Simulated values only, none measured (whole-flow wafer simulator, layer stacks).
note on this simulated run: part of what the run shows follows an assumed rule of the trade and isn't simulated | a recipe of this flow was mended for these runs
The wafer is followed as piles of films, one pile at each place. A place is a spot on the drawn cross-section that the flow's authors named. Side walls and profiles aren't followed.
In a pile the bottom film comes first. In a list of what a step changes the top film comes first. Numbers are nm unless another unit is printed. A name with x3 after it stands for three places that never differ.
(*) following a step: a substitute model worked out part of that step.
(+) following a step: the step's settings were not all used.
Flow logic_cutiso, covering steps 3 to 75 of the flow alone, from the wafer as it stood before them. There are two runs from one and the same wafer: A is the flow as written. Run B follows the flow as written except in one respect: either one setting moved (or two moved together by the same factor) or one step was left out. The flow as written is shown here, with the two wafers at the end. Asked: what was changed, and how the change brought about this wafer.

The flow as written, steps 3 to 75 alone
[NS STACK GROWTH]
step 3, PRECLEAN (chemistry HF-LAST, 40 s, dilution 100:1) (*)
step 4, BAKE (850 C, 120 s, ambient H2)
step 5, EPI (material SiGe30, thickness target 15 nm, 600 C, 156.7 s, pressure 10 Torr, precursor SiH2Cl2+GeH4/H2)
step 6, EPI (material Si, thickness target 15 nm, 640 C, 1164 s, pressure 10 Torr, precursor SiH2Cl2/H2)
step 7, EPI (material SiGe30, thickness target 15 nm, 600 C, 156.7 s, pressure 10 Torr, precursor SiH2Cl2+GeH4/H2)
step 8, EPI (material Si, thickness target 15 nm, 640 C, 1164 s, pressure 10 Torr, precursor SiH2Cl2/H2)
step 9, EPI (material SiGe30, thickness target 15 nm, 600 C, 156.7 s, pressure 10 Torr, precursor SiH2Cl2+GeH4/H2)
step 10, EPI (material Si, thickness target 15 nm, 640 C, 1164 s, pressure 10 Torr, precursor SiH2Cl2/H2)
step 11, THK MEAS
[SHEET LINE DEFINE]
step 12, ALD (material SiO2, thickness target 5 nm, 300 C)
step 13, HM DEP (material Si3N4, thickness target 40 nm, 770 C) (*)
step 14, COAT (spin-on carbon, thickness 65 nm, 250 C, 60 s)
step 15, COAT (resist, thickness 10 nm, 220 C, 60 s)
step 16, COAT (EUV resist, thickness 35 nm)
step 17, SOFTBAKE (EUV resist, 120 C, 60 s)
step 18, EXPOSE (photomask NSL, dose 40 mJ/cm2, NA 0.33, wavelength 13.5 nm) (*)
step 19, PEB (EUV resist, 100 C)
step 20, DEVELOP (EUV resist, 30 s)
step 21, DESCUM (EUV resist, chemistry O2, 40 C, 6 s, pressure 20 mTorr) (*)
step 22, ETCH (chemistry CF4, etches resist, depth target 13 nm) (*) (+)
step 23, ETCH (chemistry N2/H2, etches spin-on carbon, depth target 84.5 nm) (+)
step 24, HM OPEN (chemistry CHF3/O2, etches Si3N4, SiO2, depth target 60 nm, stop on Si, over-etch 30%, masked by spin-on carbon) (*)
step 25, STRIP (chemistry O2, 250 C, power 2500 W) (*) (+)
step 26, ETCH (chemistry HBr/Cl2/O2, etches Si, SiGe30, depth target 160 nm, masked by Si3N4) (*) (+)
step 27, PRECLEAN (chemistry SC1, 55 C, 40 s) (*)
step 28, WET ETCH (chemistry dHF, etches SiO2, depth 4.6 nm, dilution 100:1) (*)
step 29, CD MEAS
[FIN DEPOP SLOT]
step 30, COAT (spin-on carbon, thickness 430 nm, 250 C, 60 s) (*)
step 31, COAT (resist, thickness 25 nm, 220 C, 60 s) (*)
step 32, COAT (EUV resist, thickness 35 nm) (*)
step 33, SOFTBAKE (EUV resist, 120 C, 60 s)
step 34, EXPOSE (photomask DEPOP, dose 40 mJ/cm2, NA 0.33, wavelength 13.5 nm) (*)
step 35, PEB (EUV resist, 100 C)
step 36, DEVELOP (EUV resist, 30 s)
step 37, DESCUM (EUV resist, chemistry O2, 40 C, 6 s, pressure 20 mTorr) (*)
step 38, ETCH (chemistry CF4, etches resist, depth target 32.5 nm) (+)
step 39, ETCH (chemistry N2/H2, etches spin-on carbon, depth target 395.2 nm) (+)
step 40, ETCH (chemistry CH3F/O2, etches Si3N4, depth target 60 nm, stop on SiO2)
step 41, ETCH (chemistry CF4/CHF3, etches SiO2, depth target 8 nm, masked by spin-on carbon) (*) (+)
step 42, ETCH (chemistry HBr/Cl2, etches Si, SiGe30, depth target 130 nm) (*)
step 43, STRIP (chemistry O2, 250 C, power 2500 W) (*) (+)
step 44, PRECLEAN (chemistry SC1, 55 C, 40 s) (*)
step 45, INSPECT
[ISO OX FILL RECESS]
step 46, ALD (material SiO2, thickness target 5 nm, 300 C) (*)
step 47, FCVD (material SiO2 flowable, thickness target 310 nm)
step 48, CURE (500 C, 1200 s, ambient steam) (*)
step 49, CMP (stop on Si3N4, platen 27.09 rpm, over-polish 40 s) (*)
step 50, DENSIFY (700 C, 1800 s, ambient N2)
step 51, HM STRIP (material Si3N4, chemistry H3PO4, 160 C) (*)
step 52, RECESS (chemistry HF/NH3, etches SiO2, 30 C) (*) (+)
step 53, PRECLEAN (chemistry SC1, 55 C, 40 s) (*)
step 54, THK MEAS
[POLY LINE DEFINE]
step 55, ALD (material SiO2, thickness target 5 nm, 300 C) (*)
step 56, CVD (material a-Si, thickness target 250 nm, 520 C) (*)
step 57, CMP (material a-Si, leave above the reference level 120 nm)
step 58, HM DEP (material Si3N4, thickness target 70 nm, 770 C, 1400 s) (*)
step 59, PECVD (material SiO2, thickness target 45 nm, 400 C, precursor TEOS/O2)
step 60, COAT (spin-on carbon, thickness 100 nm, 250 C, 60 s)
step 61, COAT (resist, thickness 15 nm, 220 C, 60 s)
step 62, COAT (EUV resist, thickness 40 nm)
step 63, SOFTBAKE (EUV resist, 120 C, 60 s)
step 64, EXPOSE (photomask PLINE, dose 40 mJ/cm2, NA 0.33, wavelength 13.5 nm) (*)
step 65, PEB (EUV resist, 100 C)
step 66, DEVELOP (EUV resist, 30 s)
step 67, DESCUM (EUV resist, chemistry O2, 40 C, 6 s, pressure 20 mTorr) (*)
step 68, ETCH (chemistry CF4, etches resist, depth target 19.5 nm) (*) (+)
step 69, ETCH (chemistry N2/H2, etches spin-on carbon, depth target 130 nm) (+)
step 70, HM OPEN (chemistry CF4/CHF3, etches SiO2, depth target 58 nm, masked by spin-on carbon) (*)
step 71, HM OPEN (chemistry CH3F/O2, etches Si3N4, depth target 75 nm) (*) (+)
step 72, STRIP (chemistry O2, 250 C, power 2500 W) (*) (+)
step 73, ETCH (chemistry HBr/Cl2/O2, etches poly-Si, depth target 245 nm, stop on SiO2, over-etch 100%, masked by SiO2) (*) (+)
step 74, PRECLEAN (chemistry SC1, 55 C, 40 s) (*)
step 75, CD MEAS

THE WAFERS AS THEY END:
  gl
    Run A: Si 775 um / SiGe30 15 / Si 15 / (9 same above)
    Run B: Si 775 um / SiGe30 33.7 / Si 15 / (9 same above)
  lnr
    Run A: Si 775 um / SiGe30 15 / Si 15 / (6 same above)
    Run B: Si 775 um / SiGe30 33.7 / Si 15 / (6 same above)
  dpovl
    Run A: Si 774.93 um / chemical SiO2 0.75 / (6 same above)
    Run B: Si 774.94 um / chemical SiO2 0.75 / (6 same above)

The reason: step 5, EPI: 645 C was run, whereas the flow has 600 C.

Step by step, how the change led to this:
  step 5, EPI (material SiGe30, thickness target 15 nm, 600 C, 156.7 s, pressure 10 Torr, precursor SiH2Cl2+GeH4/H2)
      depop, dpovl, gfld and 19 more: A SiGe30 gains 15 (new film) | B SiGe30 gains 33.7 (new film)
  step 26, ETCH (chemistry HBr/Cl2/O2, etches Si, SiGe30, depth target 160 nm, masked by Si3N4) (*) (+)
      dpovl, gfld, gxf, iso, isow, lnri, nsgap: A chemical SiO2 loses 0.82 (all of it), Si loses 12 (all of it), SiGe30 loses 15 (all of it), Si loses 15 (all of it), SiGe30 loses 15 (all of it), Si loses 15 (all of it), SiGe30 loses 15 (all of it), Si loses 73 | B chemical SiO2 loses 0.82 (all of it), Si loses 12 (all of it), SiGe30 loses 15 (all of it), Si loses 15 (all of it), SiGe30 loses 15 (all of it), Si loses 15 (all of it), SiGe30 loses 33.7 (all of it), Si loses 54.3
  step 42, ETCH (chemistry HBr/Cl2, etches Si, SiGe30, depth target 130 nm) (*)
      depop: A Si loses 13.8 (all of it), SiGe30 loses 15 (all of it), Si loses 15 (all of it), SiGe30 loses 15 (all of it), Si loses 15 (all of it), SiGe30 loses 15 (all of it), Si loses 41.2 | B Si loses 13.8 (all of it), SiGe30 loses 15 (all of it), Si loses 15 (all of it), SiGe30 loses 15 (all of it), Si loses 15 (all of it), SiGe30 loses 33.7 (all of it), Si loses 22.5
